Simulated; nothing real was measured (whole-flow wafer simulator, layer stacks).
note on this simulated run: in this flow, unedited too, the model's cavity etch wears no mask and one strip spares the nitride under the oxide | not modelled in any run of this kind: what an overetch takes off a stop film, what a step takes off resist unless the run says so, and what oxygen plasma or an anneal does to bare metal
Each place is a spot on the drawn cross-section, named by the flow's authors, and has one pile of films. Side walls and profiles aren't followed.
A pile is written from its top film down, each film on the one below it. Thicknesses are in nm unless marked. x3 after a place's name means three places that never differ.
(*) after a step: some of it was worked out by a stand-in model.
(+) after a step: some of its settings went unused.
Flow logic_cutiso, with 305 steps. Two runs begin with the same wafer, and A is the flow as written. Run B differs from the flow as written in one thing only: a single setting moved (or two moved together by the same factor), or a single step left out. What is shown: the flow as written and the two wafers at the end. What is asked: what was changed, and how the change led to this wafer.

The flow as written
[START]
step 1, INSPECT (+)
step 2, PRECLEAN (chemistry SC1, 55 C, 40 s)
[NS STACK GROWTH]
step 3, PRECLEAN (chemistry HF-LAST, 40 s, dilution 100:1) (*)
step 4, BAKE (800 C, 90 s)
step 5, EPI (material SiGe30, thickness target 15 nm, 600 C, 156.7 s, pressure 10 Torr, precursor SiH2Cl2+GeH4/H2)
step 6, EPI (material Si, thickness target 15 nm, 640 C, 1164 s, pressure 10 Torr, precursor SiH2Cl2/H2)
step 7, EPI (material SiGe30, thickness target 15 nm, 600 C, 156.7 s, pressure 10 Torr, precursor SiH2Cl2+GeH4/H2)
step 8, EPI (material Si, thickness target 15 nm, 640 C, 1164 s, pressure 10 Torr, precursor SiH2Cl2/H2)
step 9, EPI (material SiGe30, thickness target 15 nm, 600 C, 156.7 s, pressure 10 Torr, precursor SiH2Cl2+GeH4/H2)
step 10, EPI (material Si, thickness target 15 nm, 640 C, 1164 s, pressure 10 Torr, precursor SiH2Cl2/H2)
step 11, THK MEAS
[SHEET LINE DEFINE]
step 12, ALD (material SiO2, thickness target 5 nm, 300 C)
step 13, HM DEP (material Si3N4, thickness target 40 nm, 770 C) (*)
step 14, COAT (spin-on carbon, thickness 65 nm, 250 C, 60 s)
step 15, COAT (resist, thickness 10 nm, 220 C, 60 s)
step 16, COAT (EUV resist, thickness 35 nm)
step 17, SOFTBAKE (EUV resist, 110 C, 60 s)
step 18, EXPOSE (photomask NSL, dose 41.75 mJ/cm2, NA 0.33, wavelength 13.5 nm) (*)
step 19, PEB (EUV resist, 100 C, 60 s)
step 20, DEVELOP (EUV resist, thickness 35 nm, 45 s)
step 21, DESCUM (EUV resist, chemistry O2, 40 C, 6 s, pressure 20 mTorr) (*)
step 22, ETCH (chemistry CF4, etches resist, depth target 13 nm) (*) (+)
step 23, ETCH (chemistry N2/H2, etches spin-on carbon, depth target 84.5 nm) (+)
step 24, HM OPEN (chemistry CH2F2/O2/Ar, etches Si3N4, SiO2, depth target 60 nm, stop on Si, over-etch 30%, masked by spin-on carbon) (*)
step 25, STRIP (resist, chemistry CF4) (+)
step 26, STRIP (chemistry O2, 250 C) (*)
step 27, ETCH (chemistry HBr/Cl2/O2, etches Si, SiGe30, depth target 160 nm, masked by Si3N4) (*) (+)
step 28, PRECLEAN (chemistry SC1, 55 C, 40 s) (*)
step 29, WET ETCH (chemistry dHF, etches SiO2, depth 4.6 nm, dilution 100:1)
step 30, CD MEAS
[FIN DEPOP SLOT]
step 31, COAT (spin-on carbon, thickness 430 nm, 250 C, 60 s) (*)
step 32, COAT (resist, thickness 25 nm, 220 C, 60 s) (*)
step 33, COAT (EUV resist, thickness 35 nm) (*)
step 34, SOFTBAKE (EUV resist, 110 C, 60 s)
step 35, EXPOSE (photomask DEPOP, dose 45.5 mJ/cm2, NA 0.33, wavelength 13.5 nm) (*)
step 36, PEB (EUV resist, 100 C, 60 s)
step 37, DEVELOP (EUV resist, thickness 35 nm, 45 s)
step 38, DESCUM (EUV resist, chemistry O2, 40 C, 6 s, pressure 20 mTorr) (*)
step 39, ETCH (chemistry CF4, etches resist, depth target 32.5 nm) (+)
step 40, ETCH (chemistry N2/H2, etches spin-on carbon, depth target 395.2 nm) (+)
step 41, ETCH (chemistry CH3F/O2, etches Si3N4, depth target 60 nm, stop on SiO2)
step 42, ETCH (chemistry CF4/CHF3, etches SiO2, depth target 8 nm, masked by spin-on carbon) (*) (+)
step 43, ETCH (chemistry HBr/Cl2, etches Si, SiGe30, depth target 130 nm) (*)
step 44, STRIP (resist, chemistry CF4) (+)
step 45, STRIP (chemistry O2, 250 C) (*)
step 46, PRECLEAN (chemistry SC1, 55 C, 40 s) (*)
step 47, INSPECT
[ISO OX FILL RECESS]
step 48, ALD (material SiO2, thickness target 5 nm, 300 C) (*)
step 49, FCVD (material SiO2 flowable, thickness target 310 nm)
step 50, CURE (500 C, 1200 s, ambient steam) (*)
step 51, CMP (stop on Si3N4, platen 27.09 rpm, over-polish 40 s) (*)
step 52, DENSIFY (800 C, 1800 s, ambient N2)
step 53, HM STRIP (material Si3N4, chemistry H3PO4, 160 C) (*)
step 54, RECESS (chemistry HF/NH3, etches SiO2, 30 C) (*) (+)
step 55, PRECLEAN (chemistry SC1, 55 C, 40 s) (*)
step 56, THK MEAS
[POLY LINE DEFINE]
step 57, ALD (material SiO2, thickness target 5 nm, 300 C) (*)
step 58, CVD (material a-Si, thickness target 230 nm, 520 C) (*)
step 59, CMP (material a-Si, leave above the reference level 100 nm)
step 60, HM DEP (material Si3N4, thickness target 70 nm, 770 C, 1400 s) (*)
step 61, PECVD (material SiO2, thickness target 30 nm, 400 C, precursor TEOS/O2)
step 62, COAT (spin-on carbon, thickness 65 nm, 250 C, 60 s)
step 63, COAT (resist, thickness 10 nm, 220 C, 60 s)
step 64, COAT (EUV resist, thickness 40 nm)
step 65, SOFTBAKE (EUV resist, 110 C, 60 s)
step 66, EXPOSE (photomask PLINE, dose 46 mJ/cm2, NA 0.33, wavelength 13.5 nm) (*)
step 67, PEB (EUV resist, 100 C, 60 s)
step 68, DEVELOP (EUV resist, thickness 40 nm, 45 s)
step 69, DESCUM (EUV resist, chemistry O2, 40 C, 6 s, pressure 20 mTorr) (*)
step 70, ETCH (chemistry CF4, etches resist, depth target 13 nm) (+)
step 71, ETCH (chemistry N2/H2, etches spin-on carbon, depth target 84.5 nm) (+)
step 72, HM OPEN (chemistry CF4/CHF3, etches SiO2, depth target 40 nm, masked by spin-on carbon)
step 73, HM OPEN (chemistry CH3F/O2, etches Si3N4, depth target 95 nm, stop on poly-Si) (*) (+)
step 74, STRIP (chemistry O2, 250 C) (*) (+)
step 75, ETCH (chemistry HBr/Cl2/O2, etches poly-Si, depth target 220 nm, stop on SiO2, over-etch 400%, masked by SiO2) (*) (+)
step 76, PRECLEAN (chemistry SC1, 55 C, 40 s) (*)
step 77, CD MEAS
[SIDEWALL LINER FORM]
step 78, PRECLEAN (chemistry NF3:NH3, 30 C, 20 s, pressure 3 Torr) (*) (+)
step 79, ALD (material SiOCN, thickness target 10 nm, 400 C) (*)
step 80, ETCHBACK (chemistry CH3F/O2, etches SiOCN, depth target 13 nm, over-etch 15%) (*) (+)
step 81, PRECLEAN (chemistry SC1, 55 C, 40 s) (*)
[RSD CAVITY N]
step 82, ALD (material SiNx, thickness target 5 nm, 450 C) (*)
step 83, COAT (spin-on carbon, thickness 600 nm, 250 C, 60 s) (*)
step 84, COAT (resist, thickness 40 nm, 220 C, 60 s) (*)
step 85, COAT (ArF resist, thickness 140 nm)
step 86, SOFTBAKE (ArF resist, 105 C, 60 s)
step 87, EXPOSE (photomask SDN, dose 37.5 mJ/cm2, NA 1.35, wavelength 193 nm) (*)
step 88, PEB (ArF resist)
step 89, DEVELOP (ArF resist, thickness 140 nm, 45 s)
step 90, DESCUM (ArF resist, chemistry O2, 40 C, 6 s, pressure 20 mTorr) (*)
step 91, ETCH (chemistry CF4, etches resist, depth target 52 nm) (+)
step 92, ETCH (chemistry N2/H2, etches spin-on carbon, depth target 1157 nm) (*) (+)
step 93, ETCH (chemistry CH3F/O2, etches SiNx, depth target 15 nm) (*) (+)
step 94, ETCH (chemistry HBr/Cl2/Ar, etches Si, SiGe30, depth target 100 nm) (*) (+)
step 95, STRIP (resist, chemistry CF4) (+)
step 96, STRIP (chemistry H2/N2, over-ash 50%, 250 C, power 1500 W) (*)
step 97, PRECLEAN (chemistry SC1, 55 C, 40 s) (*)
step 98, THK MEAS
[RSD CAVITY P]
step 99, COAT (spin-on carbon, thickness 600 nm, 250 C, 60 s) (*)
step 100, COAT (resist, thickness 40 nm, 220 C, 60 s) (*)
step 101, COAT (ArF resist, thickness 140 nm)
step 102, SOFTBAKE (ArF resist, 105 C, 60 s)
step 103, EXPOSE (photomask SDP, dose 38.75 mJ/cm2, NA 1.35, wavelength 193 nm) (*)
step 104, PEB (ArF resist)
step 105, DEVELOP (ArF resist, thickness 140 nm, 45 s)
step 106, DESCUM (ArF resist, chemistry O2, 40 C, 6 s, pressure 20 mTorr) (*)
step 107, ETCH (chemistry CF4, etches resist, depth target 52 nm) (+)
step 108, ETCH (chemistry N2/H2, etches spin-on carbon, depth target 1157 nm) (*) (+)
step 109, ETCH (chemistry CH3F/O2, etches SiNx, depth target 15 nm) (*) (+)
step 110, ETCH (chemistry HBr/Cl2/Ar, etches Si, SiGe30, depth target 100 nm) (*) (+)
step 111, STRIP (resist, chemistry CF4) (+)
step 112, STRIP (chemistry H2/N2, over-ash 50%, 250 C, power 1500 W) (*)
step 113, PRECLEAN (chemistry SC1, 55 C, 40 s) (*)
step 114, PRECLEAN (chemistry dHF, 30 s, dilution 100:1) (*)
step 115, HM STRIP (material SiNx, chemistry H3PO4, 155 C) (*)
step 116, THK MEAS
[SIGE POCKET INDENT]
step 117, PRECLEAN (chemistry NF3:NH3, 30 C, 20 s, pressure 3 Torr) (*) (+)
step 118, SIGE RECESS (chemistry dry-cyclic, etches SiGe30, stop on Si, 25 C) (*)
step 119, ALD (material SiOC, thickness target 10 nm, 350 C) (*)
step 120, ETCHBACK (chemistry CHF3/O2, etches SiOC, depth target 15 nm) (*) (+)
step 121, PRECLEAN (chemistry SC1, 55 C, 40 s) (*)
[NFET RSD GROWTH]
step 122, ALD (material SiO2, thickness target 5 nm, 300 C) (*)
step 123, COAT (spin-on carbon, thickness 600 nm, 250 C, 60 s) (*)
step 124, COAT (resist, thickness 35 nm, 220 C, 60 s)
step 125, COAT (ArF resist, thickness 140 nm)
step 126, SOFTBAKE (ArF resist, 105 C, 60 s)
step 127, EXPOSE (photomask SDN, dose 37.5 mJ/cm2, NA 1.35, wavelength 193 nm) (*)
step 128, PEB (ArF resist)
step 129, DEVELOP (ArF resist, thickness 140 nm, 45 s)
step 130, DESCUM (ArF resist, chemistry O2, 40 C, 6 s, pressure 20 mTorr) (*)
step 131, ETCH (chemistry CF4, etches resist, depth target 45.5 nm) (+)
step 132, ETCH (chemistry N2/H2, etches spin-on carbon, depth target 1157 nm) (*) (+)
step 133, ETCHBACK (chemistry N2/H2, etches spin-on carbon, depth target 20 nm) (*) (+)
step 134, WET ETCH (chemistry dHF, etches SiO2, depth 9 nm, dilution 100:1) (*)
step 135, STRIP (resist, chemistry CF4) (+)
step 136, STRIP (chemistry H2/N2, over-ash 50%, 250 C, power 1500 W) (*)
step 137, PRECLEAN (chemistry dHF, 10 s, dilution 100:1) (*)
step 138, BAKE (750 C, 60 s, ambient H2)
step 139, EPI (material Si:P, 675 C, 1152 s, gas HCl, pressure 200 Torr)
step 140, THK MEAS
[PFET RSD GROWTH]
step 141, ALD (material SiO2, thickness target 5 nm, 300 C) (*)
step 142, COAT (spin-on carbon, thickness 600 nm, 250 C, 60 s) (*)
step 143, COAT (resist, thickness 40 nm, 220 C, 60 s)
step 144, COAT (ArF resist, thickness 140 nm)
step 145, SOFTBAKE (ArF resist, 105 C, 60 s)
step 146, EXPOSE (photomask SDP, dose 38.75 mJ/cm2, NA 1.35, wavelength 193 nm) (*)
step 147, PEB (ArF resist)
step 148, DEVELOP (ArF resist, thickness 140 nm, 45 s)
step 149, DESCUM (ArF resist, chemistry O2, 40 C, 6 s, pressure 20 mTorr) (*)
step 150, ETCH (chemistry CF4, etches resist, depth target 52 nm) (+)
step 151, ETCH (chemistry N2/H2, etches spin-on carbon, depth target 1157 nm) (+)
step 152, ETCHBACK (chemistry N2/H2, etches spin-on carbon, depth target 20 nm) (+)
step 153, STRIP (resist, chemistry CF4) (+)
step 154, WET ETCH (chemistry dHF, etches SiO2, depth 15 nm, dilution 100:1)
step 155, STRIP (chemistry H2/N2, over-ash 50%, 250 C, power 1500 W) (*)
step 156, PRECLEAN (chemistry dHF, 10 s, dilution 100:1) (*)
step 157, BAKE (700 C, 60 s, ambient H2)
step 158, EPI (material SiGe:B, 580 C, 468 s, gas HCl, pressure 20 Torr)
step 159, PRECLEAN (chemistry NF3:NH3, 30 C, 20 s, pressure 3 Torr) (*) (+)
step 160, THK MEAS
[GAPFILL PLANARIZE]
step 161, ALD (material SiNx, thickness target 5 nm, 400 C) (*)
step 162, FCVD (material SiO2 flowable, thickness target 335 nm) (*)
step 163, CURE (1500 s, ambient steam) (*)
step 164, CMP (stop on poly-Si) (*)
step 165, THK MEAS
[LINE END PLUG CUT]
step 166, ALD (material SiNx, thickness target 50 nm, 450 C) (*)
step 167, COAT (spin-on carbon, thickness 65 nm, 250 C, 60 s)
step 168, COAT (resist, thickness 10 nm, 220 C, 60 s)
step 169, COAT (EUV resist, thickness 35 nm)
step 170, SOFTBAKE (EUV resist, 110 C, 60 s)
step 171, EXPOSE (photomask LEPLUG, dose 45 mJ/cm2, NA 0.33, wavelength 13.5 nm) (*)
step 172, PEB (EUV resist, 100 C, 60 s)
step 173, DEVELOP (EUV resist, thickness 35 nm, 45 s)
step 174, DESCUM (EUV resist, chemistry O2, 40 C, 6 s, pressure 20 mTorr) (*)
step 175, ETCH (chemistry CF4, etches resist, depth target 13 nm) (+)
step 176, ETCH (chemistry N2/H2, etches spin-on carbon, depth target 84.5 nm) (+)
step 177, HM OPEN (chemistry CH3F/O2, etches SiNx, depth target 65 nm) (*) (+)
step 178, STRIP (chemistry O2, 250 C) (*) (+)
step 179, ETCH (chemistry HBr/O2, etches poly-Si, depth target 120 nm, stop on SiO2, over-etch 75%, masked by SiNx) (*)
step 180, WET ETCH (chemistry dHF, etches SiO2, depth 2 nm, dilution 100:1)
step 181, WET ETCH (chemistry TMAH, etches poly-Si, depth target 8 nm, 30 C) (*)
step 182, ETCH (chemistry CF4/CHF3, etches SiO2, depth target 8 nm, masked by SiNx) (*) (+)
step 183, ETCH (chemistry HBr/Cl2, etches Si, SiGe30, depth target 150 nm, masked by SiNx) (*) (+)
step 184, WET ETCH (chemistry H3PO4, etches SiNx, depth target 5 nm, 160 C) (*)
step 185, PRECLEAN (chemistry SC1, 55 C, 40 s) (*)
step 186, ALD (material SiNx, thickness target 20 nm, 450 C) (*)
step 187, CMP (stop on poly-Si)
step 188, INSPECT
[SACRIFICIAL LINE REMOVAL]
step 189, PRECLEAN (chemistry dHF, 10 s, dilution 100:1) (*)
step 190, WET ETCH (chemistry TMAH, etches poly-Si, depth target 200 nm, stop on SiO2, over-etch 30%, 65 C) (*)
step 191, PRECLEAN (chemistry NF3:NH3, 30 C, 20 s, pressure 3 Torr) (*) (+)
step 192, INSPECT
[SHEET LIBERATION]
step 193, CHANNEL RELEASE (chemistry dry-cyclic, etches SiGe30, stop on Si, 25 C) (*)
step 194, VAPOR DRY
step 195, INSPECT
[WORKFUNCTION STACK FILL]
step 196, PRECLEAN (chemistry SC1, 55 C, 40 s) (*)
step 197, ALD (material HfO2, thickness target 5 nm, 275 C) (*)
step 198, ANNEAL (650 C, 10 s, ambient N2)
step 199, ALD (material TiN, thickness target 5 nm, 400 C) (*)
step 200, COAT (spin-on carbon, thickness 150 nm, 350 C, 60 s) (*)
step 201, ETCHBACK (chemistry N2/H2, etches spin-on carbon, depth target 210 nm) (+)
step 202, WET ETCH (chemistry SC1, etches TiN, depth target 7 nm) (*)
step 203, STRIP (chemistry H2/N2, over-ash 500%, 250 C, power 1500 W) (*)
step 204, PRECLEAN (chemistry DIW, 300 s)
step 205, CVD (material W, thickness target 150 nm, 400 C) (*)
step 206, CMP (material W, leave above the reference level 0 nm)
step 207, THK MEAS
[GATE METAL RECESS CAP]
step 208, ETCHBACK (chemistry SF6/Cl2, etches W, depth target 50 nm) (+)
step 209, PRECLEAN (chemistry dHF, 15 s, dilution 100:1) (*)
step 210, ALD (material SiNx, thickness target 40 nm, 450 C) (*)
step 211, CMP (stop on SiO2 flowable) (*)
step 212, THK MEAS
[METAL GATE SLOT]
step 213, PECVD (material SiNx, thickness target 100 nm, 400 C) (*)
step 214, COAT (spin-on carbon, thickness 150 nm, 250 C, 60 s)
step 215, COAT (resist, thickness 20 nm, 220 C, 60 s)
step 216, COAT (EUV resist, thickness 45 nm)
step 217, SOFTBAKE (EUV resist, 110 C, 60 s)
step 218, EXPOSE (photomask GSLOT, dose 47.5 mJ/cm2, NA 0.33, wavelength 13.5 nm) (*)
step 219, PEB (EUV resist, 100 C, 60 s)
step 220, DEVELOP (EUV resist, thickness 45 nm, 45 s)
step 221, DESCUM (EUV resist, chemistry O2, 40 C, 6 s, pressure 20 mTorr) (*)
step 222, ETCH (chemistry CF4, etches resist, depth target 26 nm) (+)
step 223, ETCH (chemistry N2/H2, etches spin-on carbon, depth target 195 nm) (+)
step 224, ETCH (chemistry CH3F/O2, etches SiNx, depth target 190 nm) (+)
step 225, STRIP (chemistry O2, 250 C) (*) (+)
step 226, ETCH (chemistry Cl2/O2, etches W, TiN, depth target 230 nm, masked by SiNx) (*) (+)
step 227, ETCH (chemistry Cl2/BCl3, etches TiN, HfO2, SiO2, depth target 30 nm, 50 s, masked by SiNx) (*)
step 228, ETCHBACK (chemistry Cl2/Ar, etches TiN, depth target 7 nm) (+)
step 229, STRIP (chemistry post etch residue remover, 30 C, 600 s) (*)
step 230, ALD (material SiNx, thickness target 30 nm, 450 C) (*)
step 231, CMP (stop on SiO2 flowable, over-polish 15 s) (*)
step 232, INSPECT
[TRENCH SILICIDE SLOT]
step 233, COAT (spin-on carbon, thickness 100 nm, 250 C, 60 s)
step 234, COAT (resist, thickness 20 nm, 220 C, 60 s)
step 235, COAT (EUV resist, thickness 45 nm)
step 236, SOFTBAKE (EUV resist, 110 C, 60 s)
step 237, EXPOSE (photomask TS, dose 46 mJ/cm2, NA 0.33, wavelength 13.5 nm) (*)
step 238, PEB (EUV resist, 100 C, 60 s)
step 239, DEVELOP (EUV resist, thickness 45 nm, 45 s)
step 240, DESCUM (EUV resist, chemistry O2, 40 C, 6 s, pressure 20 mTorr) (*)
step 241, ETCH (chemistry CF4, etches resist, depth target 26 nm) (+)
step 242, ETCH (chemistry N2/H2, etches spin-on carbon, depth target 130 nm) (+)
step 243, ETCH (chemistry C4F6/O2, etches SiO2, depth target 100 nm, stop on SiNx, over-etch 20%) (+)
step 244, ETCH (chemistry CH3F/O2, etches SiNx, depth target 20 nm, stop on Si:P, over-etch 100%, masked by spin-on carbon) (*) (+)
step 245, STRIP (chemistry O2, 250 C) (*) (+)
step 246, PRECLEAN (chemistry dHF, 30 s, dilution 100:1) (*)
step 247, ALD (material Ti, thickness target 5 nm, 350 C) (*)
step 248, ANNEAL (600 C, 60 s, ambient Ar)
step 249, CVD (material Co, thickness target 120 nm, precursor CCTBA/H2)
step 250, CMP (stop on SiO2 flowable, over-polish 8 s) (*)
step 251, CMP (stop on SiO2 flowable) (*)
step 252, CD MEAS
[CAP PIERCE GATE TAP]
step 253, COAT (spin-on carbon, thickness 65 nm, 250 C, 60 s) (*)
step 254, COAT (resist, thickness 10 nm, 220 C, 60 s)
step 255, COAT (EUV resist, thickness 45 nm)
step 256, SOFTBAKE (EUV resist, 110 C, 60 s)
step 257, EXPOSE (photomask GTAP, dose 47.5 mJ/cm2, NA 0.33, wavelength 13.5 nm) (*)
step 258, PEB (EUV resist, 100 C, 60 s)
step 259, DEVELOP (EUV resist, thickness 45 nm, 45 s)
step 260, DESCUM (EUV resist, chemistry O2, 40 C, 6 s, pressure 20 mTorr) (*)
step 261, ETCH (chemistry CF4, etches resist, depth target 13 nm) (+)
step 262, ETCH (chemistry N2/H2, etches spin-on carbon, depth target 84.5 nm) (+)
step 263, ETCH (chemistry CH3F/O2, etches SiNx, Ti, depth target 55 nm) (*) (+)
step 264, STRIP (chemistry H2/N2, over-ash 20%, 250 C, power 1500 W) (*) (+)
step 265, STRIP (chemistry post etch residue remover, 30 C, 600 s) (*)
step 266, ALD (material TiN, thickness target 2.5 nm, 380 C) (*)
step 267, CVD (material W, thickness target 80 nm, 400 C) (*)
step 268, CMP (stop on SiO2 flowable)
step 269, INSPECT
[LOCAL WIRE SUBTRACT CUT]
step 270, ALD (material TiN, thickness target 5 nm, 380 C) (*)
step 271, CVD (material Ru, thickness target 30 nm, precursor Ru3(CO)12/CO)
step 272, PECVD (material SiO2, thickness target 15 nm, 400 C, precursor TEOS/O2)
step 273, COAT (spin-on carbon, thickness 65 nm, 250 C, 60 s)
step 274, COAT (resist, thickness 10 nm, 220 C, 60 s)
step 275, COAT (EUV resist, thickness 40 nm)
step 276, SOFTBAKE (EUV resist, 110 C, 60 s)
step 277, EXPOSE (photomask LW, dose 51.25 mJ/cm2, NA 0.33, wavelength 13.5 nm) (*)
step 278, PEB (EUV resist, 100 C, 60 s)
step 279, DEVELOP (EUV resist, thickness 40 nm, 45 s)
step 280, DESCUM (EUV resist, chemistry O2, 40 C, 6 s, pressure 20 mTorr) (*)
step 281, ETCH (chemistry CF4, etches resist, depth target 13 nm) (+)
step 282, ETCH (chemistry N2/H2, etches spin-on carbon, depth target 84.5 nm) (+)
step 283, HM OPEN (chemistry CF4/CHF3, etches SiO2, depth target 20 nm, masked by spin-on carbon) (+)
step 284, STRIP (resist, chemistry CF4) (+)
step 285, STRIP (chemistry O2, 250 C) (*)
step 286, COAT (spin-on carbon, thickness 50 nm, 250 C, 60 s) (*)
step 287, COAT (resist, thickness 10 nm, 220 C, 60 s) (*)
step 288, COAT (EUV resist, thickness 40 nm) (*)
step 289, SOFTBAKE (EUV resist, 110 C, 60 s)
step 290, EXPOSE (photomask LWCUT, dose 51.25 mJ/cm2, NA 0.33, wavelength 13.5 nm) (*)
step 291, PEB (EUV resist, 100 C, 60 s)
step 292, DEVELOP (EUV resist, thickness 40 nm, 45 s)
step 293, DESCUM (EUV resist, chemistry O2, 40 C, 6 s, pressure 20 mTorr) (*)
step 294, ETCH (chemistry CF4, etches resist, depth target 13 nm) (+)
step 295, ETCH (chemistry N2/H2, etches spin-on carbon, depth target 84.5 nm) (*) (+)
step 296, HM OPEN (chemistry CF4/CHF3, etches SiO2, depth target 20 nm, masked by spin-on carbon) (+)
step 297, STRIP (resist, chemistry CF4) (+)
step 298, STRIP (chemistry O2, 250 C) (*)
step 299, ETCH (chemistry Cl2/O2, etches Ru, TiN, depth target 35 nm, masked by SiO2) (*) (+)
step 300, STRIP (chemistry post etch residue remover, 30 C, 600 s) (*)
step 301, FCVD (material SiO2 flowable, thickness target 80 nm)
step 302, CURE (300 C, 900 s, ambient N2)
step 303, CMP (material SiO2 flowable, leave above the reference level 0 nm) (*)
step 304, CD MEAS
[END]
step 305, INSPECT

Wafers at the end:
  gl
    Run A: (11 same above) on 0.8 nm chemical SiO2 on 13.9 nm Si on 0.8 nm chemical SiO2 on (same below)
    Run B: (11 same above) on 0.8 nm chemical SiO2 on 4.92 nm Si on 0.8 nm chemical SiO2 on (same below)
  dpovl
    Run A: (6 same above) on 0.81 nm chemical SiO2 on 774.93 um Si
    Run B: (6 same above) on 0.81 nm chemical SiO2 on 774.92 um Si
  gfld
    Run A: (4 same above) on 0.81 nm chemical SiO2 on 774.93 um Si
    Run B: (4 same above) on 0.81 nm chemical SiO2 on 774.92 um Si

Cause: step 8, EPI: 465.8 s was run, though the flow has 1164 s.

How this came from the change, step by step:
  step 8, EPI (material Si, thickness target 15 nm, 640 C, 1164 s, pressure 10 Torr, precursor SiH2Cl2/H2)
      depop, dpovl, gfld and 19 more: A Si gains 15 (new film) | B Si gains 6 (new film)
  step 27, ETCH (chemistry HBr/Cl2/O2, etches Si, SiGe30, depth target 160 nm, masked by Si3N4) (*) (+)
      gfld, gxf, iso, lnri: A chemical SiO2 loses 0.79 (all of it), Si loses 11.4 (all of it), SiGe30 loses 15 (all of it), Si loses 15 (all of it), SiGe30 loses 15 (all of it), Si loses 15 (all of it), SiGe30 loses 15 (all of it), Si loses 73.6 | B chemical SiO2 loses 0.79 (all of it), Si loses 11.4 (all of it), SiGe30 loses 15 (all of it), Si loses 6 (all of it), SiGe30 loses 15 (all of it), Si loses 15 (all of it), SiGe30 loses 15 (all of it), Si loses 82.6
      dpovl, nsgap: A chemical SiO2 loses 0.79 (all of it), Si loses 11.8 (all of it), SiGe30 loses 15 (all of it), Si loses 15 (all of it), SiGe30 loses 15 (all of it), Si loses 15 (all of it), SiGe30 loses 15 (all of it), Si loses 73.2 | B chemical SiO2 loses 0.79 (all of it), Si loses 11.8 (all of it), SiGe30 loses 15 (all of it), Si loses 6 (all of it), SiGe30 loses 15 (all of it), Si loses 15 (all of it), SiGe30 loses 15 (all of it), Si loses 82.2
      (also at 1 further place)
  step 43, ETCH (chemistry HBr/Cl2, etches Si, SiGe30, depth target 130 nm) (*)
      depop: A Si loses 14 (all of it), SiGe30 loses 15 (all of it), Si loses 15 (all of it), SiGe30 loses 15 (all of it), Si loses 15 (all of it), SiGe30 loses 15 (all of it), Si loses 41 | B Si loses 14 (all of it), SiGe30 loses 15 (all of it), Si loses 6 (all of it), SiGe30 loses 15 (all of it), Si loses 15 (all of it), SiGe30 loses 15 (all of it), Si loses 50
  step 94, ETCH (chemistry HBr/Cl2/Ar, etches Si, SiGe30, depth target 100 nm) (*) (+)
      rsdn, rsdx: A chemical SiO2 loses 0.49 (all of it), Si loses 12.8 (all of it), SiGe30 loses 15 (all of it), Si loses 15 (all of it), SiGe30 loses 15 (all of it), Si loses 15 (all of it), SiGe30 loses 15 (all of it), Si loses 12.2 | B chemical SiO2 loses 0.49 (all of it), Si loses 12.8 (all of it), SiGe30 loses 15 (all of it), Si loses 6 (all of it), SiGe30 loses 15 (all of it), Si loses 15 (all of it), SiGe30 loses 15 (all of it), Si loses 21.2
  step 110, ETCH (chemistry HBr/Cl2/Ar, etches Si, SiGe30, depth target 100 nm) (*) (+)
      rsdp, rsdw: A chemical SiO2 loses 0.49 (all of it), Si loses 12.8 (all of it), SiGe30 loses 15 (all of it), Si loses 15 (all of it), SiGe30 loses 15 (all of it), Si loses 15 (all of it), SiGe30 loses 15 (all of it), Si loses 12.2 | B chemical SiO2 loses 0.49 (all of it), Si loses 12.8 (all of it), SiGe30 loses 15 (all of it), Si loses 6 (all of it), SiGe30 loses 15 (all of it), Si loses 15 (all of it), SiGe30 loses 15 (all of it), Si loses 21.2
  step 183, ETCH (chemistry HBr/Cl2, etches Si, SiGe30, depth target 150 nm, masked by SiNx) (*) (+)
      plug: A Si loses 13.6 (all of it), SiGe30 loses 15 (all of it), Si loses 15 (all of it), SiGe30 loses 15 (all of it), Si loses 15 (all of it), SiGe30 loses 15 (all of it), Si loses 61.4 | B Si loses 13.6 (all of it), SiGe30 loses 15 (all of it), Si loses 6 (all of it), SiGe30 loses 15 (all of it), Si loses 15 (all of it), SiGe30 loses 15 (all of it), Si loses 70.4
